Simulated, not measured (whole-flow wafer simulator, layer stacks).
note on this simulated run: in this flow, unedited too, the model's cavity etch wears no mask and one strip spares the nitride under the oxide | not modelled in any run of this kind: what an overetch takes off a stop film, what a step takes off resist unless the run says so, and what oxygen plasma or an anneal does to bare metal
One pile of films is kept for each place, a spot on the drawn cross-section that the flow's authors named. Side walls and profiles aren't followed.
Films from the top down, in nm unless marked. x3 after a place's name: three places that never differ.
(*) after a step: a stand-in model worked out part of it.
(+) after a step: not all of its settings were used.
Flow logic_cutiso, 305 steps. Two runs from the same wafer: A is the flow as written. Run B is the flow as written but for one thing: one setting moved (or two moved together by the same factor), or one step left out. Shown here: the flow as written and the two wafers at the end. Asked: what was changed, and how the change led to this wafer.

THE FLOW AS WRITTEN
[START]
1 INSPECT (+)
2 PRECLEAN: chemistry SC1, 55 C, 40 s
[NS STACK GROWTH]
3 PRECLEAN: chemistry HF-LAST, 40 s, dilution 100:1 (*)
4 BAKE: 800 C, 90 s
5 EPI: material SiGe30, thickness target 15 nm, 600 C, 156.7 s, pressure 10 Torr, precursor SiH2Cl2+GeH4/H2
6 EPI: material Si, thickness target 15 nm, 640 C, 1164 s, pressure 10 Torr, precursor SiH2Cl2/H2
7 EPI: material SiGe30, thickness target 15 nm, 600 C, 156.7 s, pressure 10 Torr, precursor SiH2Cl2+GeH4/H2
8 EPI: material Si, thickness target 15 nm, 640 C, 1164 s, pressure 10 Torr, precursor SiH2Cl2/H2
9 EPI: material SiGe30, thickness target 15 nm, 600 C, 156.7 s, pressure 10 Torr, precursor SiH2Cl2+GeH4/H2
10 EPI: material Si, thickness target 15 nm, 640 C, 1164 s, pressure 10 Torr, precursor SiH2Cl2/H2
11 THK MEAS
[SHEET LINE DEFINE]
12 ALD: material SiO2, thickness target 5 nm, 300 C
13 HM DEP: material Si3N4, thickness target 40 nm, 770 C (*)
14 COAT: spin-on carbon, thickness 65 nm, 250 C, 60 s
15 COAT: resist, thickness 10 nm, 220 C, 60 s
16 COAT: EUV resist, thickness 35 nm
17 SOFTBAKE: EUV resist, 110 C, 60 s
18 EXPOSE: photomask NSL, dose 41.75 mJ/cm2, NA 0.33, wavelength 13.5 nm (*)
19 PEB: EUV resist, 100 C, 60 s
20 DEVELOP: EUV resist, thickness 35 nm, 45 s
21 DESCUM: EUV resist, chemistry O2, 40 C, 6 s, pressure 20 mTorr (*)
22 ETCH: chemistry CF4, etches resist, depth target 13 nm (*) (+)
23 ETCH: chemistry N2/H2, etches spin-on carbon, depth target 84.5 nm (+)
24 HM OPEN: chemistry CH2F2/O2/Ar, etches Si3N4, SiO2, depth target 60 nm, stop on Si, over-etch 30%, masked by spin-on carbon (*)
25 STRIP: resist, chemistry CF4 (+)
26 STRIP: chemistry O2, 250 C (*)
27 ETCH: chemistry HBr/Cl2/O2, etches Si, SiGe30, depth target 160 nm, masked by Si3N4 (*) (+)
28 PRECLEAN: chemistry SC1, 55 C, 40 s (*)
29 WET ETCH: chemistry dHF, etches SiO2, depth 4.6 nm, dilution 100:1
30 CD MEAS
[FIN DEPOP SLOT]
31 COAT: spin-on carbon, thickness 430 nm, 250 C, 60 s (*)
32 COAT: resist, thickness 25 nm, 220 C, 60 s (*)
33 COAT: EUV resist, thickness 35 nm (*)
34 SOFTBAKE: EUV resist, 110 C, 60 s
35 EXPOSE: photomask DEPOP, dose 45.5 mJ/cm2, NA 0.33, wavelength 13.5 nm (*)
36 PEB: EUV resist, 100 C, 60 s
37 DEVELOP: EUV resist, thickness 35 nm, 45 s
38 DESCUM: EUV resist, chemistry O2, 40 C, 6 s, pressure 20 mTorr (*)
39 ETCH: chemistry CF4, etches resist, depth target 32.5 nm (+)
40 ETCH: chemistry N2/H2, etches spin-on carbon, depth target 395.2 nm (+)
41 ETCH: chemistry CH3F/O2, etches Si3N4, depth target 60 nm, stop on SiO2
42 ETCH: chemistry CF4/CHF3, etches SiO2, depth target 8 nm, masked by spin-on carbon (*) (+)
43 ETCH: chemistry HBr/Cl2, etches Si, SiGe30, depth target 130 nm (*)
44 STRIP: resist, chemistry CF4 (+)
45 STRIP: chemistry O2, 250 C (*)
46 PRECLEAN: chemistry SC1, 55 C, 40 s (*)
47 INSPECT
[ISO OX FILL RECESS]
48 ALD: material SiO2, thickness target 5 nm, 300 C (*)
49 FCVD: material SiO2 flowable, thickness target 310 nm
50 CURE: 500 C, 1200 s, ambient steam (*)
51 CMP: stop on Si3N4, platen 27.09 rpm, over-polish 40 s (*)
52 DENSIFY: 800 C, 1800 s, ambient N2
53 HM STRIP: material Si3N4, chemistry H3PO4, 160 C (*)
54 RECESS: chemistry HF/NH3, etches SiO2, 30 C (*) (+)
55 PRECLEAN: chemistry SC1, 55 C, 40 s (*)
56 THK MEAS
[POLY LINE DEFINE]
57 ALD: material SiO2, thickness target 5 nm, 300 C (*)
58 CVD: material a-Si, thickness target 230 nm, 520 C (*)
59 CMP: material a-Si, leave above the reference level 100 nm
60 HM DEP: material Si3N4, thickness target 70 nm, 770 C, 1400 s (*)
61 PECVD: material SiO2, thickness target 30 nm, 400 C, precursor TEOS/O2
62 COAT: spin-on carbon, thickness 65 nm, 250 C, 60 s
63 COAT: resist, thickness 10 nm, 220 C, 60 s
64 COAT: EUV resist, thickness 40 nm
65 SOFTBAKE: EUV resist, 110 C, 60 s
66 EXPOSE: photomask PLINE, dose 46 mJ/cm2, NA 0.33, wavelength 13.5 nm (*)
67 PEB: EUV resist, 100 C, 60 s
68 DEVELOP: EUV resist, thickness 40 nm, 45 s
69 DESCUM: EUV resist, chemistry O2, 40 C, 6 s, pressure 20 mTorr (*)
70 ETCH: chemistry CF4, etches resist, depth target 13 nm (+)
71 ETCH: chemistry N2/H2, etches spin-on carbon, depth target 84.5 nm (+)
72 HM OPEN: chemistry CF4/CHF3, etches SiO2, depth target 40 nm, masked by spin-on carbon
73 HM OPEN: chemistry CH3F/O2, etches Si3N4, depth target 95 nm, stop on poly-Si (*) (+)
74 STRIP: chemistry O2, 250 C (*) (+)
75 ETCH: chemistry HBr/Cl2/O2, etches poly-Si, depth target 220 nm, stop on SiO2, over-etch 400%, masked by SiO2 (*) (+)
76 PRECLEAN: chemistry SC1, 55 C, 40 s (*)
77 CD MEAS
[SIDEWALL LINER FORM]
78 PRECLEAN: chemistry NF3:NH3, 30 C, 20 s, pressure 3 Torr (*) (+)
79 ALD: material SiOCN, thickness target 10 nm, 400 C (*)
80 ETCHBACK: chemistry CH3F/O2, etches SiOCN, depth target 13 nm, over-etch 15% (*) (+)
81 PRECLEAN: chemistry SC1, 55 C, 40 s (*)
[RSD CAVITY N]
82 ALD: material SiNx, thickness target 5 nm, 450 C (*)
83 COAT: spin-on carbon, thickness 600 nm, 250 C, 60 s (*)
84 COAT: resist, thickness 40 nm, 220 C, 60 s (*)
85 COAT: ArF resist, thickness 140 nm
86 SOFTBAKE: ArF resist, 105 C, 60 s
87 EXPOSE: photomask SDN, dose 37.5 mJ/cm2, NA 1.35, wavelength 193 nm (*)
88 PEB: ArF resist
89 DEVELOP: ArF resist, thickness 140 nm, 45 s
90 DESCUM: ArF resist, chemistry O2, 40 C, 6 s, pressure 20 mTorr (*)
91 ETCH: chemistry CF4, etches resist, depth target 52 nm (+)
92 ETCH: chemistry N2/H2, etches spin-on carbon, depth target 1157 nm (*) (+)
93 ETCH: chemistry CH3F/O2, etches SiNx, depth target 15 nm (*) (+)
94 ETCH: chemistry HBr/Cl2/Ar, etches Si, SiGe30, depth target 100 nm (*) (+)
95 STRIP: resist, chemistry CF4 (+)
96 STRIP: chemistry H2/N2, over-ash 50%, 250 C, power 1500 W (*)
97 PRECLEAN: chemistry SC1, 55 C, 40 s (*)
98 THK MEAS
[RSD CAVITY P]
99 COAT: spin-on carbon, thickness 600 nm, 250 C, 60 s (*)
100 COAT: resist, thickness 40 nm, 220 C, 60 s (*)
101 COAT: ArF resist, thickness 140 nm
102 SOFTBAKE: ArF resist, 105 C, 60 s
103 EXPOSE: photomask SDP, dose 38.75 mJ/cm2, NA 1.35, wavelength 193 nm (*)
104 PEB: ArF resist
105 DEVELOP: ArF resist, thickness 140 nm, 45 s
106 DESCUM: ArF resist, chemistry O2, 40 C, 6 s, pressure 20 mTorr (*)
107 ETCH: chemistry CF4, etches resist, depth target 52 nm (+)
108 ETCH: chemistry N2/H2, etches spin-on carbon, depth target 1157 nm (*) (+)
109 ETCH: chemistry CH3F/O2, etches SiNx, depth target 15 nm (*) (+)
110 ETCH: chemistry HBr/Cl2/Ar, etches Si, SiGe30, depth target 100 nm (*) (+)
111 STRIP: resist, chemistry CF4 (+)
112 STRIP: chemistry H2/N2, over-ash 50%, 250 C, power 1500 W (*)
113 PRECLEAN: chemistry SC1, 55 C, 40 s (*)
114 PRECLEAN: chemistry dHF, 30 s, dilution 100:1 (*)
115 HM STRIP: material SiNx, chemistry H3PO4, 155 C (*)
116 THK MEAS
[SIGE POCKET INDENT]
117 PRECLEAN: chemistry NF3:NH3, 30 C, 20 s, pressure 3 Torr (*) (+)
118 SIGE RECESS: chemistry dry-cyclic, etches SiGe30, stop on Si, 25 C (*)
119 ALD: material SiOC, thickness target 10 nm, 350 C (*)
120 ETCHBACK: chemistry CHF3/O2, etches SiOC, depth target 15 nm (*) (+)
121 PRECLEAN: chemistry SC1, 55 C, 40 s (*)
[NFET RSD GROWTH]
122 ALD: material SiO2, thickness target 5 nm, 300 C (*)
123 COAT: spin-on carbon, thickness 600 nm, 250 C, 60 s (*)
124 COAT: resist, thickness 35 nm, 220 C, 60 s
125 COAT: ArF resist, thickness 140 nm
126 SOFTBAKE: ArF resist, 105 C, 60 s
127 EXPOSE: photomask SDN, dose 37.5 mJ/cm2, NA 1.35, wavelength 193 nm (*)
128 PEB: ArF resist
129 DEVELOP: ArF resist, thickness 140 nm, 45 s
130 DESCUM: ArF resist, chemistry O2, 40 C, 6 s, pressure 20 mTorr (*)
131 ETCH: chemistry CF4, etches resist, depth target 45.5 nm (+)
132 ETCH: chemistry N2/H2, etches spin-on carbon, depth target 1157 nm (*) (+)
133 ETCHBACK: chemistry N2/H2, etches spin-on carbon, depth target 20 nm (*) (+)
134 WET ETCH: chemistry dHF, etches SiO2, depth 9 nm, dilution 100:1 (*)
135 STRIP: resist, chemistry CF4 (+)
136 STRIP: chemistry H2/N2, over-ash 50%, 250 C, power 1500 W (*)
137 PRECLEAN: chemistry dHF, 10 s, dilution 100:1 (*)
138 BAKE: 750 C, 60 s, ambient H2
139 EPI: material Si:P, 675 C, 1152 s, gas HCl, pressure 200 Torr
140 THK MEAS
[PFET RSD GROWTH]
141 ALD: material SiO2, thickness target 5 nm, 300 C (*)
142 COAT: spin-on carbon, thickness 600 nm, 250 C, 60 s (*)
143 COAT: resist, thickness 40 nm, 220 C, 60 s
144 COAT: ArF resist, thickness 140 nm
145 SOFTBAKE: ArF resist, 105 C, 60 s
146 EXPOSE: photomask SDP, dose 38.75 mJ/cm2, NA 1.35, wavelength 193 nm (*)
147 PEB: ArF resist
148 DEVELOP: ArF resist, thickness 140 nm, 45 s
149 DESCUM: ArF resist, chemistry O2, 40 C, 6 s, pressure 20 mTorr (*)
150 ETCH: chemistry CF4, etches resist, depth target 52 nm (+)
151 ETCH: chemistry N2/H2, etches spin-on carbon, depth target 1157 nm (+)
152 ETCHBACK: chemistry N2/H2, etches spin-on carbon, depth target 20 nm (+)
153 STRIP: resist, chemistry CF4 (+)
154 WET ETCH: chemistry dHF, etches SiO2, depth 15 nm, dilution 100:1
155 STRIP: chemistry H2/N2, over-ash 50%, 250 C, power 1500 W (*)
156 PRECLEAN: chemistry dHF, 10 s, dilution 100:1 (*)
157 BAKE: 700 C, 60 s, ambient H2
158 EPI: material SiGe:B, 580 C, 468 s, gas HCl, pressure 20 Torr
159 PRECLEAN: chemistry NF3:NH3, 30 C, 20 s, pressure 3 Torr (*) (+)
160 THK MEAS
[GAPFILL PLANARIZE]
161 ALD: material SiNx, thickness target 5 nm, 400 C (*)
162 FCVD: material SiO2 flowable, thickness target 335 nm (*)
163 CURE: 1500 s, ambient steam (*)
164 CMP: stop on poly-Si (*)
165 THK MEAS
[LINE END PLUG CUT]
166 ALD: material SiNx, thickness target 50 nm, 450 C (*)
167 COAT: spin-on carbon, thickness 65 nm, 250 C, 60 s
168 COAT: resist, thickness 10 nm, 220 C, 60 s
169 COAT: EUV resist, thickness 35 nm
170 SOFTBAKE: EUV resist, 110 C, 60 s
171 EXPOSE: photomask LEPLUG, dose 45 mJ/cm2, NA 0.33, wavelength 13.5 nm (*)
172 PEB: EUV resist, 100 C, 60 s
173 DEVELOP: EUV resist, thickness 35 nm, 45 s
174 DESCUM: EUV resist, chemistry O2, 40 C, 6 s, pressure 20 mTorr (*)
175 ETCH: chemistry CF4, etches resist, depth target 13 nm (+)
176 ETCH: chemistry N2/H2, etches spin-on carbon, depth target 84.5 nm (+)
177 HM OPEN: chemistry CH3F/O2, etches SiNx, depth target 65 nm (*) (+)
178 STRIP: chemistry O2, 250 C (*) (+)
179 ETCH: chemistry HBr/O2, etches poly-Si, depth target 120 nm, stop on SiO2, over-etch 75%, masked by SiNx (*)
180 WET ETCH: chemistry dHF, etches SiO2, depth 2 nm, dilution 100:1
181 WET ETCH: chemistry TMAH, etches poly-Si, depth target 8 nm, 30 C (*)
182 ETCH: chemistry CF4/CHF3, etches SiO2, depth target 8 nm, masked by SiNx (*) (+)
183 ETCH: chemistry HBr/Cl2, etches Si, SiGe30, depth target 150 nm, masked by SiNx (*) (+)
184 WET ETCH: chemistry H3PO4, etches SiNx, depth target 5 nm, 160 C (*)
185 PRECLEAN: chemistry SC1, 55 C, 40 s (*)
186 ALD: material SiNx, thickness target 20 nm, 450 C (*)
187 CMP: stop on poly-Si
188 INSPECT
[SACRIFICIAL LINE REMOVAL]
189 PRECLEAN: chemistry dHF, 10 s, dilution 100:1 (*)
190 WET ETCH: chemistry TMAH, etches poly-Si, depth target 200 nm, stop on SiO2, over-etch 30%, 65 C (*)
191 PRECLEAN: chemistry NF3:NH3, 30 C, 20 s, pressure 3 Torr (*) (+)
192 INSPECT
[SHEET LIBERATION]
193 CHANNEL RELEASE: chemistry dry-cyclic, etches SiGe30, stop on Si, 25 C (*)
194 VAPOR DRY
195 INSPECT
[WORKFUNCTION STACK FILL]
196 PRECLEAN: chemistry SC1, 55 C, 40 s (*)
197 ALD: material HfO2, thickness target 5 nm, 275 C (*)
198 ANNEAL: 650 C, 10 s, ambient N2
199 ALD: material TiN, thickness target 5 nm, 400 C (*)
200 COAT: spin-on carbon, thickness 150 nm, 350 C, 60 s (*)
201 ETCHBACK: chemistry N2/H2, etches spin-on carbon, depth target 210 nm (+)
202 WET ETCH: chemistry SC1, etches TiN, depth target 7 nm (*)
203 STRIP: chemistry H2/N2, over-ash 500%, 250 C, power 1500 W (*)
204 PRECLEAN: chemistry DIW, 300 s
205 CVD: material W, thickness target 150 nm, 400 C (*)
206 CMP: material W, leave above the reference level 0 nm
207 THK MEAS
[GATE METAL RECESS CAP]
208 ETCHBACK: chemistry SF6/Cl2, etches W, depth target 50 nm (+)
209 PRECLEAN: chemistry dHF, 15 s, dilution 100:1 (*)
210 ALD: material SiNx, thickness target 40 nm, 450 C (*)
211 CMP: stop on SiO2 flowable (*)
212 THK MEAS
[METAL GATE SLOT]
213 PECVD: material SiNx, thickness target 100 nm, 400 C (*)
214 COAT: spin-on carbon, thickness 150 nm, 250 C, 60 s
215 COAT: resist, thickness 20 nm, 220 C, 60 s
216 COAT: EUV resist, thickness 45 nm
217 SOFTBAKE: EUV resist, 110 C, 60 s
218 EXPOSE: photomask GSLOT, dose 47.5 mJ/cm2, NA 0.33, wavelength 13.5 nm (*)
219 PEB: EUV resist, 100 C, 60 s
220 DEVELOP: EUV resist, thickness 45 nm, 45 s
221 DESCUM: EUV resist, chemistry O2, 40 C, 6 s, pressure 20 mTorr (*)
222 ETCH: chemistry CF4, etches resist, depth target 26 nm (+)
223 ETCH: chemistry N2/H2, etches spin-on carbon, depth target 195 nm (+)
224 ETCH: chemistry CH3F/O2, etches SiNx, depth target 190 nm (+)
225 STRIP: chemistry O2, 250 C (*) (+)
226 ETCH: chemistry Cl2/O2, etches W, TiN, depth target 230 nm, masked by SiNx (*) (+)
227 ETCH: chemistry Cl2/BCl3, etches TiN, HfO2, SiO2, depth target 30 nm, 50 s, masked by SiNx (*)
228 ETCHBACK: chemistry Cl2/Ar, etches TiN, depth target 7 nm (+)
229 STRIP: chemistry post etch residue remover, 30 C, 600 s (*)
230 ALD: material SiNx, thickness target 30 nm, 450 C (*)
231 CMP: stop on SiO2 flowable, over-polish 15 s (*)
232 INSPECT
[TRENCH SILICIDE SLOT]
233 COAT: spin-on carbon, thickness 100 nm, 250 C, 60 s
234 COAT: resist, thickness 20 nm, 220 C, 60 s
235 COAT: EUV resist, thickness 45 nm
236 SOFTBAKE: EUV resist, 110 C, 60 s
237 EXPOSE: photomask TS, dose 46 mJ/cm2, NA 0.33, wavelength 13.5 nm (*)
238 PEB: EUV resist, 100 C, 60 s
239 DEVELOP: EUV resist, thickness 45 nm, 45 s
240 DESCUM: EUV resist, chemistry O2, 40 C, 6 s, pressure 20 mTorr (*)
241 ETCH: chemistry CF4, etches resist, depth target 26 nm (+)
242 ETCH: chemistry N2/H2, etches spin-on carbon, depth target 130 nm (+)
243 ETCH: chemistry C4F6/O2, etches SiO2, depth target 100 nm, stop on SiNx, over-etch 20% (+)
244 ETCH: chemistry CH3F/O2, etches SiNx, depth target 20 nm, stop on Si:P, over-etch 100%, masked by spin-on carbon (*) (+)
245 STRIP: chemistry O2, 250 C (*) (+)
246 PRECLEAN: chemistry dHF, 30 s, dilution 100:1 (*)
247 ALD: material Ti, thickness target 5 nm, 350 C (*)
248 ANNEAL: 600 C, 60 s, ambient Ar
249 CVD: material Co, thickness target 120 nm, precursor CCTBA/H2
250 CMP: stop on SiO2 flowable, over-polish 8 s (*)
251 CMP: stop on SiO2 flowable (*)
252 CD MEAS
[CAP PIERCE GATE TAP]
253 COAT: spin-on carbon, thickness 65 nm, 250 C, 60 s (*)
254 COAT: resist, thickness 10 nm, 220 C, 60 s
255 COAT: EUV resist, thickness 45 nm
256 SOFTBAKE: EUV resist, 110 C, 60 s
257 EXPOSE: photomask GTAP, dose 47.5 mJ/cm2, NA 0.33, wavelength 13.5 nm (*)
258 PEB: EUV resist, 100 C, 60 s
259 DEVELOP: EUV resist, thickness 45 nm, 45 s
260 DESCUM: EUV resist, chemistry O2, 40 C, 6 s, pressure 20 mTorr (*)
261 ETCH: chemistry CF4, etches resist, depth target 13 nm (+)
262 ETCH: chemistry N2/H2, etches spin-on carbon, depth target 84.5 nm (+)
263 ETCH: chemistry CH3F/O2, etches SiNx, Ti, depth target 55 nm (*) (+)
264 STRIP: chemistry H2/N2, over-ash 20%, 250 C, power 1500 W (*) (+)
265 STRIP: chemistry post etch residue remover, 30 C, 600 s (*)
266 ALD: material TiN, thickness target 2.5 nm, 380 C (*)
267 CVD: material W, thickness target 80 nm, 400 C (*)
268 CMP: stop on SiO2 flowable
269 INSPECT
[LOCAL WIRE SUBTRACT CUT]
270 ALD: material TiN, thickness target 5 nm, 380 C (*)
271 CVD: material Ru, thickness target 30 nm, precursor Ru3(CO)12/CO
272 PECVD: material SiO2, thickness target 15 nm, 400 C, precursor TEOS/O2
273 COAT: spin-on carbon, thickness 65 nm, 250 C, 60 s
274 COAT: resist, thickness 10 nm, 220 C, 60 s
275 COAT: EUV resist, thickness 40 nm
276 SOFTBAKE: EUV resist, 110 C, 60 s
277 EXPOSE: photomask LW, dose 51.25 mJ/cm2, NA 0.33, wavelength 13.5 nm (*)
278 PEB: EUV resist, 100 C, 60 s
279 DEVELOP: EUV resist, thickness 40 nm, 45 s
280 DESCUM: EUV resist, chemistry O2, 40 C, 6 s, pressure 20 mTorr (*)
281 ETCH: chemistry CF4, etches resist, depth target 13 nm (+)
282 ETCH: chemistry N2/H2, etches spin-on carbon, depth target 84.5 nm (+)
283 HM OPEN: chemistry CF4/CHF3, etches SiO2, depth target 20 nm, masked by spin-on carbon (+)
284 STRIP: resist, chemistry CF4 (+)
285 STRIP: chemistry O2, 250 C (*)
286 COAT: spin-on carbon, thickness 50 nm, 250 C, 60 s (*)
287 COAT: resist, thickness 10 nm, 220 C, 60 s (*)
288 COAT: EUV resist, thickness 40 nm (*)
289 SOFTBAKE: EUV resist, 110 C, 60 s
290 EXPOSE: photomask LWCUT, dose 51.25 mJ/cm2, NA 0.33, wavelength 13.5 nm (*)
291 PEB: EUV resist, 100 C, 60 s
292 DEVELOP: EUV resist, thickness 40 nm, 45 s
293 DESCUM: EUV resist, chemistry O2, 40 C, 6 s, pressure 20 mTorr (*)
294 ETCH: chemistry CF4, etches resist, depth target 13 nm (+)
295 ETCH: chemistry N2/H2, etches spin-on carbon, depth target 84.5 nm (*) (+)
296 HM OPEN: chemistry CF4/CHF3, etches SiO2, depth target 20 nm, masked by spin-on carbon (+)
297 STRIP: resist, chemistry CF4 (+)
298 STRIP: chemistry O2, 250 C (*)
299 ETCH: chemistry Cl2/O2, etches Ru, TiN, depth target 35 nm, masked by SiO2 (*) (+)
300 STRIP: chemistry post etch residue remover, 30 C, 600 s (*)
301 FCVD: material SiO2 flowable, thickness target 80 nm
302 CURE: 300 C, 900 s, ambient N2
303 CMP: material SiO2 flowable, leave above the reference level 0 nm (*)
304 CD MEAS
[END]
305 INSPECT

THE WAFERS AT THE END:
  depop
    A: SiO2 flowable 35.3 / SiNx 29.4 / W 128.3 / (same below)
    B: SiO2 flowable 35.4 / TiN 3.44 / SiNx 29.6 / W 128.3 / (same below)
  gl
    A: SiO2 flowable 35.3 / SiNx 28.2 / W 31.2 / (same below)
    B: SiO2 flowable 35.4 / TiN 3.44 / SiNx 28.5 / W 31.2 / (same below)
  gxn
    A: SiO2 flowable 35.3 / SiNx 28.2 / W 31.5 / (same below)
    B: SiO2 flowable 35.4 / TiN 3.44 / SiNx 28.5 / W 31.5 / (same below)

The cause: step 271, CVD: thickness target 33.8 nm was run, where the flow has thickness target 30 nm.

How the change led to this, step by step:
  271 CVD: material Ru, thickness target 30 nm, precursor Ru3(CO)12/CO
      depop, dpovl, gfld and 19 more: A Ru +30 (new film) | B Ru +33.8 (new film)
  299 ETCH: chemistry Cl2/O2, etches Ru, TiN, depth target 35 nm, masked by SiO2 (*) (+)
      depop, dpovl, gfld and 14 more: A Ru -29.6 (all of it), TiN -5 (all of it) | B Ru -33.4 (all of it), TiN -1.56
      rsdw: A Ru -29.6 (all of it), TiN -5 (all of it) | B Ru -33.4 (all of it), TiN -1.55
  301 FCVD: material SiO2 flowable, thickness target 80 nm
      iso, rsdx: A SiO2 flowable +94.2 | B SiO2 flowable +94.3 (new film)
Counting metal films that touch as one body, depop has 2 bodies (between them, from the top down: SiNx 29.6); the flow as written gives 1 body.
Counting metal films that touch as one body, gl has 5 bodies (between them, from the top down: SiNx 28.5; HfO2 5 / chemical SiO2 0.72 / Si 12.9 / chemical SiO2 0.8 / HfO2 5; HfO2 5 / chemical SiO2 0.8 / Si 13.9 / chemical SiO2 0.8 / HfO2 5; HfO2 5 / chemical SiO2 0.8 / Si 13.9 / chemical SiO2 0.8 / HfO2 5); the flow as written gives 4 bodies (between them, from the top down: HfO2 5 / chemical SiO2 0.72 / Si 12.9 / chemical SiO2 0.8 / HfO2 5; HfO2 5 / chemical SiO2 0.8 / Si 13.9 / chemical SiO2 0.8 / HfO2 5; HfO2 5 / chemical SiO2 0.8 / Si 13.9 / chemical SiO2 0.8 / HfO2 5).
Counting metal films that touch as one body, gxn has 5 bodies (between them, from the top down: SiNx 28.5; HfO2 5 / chemical SiO2 0.72 / Si 12.9 / chemical SiO2 0.8 / HfO2 5; HfO2 5 / chemical SiO2 0.8 / Si 13.9 / chemical SiO2 0.8 / HfO2 5; HfO2 5 / chemical SiO2 0.8 / Si 13.9 / chemical SiO2 0.8 / HfO2 5); the flow as written gives 4 bodies (between them, from the top down: HfO2 5 / chemical SiO2 0.72 / Si 12.9 / chemical SiO2 0.8 / HfO2 5; HfO2 5 / chemical SiO2 0.8 / Si 13.9 / chemical SiO2 0.8 / HfO2 5; HfO2 5 / chemical SiO2 0.8 / Si 13.9 / chemical SiO2 0.8 / HfO2 5).
